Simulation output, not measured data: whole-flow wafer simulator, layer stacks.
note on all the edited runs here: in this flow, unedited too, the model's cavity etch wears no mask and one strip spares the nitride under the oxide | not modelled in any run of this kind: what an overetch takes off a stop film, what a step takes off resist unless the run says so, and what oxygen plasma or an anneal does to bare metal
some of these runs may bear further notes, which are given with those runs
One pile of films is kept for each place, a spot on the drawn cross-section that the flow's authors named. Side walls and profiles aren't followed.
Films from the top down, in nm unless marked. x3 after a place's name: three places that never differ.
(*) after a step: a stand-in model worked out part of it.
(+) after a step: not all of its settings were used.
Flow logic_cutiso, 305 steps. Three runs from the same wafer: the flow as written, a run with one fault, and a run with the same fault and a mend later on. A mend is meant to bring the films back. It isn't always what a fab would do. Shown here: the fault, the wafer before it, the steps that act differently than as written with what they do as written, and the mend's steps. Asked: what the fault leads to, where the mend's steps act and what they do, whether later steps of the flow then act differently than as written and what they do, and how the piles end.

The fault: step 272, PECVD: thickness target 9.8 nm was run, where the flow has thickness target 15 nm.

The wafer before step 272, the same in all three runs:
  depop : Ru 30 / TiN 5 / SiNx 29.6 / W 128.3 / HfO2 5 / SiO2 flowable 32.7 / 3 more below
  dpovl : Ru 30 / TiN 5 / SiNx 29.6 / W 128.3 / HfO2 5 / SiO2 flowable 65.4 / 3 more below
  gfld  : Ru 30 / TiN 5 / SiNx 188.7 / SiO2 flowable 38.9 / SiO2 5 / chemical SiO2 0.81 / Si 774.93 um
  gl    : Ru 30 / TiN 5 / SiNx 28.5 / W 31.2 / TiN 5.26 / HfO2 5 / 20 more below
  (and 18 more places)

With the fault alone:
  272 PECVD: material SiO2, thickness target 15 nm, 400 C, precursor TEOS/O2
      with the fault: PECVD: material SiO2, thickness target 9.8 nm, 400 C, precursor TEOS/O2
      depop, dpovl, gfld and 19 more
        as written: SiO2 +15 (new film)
        with the fault: SiO2 +9.8 (new film)
  Later steps of the flow that act differently than as written (4 more steps differ only slightly, by at most 2% or 0.5 nm, whichever is larger, and aren't shown):
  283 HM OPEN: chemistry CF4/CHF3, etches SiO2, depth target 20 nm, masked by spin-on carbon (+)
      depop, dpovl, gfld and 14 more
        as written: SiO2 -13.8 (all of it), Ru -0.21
        with the fault: SiO2 -8.63 (all of it), Ru -0.14
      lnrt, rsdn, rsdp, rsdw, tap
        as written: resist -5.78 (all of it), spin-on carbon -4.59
        with the fault: resist -5.78 (all of it), spin-on carbon -2.31
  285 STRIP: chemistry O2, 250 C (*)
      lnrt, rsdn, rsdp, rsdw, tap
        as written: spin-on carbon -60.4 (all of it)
        with the fault: spin-on carbon -62.7 (all of it)
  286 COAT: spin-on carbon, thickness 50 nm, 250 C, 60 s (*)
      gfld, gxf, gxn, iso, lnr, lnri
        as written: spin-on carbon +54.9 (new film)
        with the fault: spin-on carbon +53.2 (new film)
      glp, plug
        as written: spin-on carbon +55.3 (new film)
        with the fault: spin-on carbon +53.5 (new film)
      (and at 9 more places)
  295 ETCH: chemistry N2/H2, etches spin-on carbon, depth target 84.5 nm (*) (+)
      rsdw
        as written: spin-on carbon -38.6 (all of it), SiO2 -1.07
        with the fault: spin-on carbon -42 (all of it), SiO2 -1.17
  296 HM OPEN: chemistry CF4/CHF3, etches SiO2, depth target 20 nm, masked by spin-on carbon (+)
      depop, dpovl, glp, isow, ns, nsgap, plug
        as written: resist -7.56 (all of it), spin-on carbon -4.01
        with the fault: resist -7.22 (all of it), spin-on carbon -1.85
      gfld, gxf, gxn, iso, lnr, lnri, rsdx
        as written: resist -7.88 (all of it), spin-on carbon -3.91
        with the fault: resist -7.43 (all of it), spin-on carbon -1.78
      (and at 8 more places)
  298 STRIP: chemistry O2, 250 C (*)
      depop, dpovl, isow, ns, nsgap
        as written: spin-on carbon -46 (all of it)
        with the fault: spin-on carbon -48.2 (all of it)
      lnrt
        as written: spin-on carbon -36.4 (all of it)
        with the fault: spin-on carbon -41.9 (all of it)
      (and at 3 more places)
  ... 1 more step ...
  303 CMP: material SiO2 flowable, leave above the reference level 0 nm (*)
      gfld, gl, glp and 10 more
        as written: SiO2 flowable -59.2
        with the fault: SiO2 flowable -57.6
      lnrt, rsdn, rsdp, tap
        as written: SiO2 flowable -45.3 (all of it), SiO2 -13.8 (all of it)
        with the fault: SiO2 flowable -49 (all of it), SiO2 -8.63 (all of it)
  At the end the piles differ from the flow's only slightly at the places that both follow, by at most 2% or 0.5 nm, whichever is larger.

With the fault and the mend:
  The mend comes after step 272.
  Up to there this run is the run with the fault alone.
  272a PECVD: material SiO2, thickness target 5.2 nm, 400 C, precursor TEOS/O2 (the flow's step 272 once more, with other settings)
      depop, dpovl, gfld and 19 more
        SiO2 +5.2
  No later step of the flow acts differently than as written at any place that is followed.
  At the end the piles are the same as the flow's at every place that both follow.
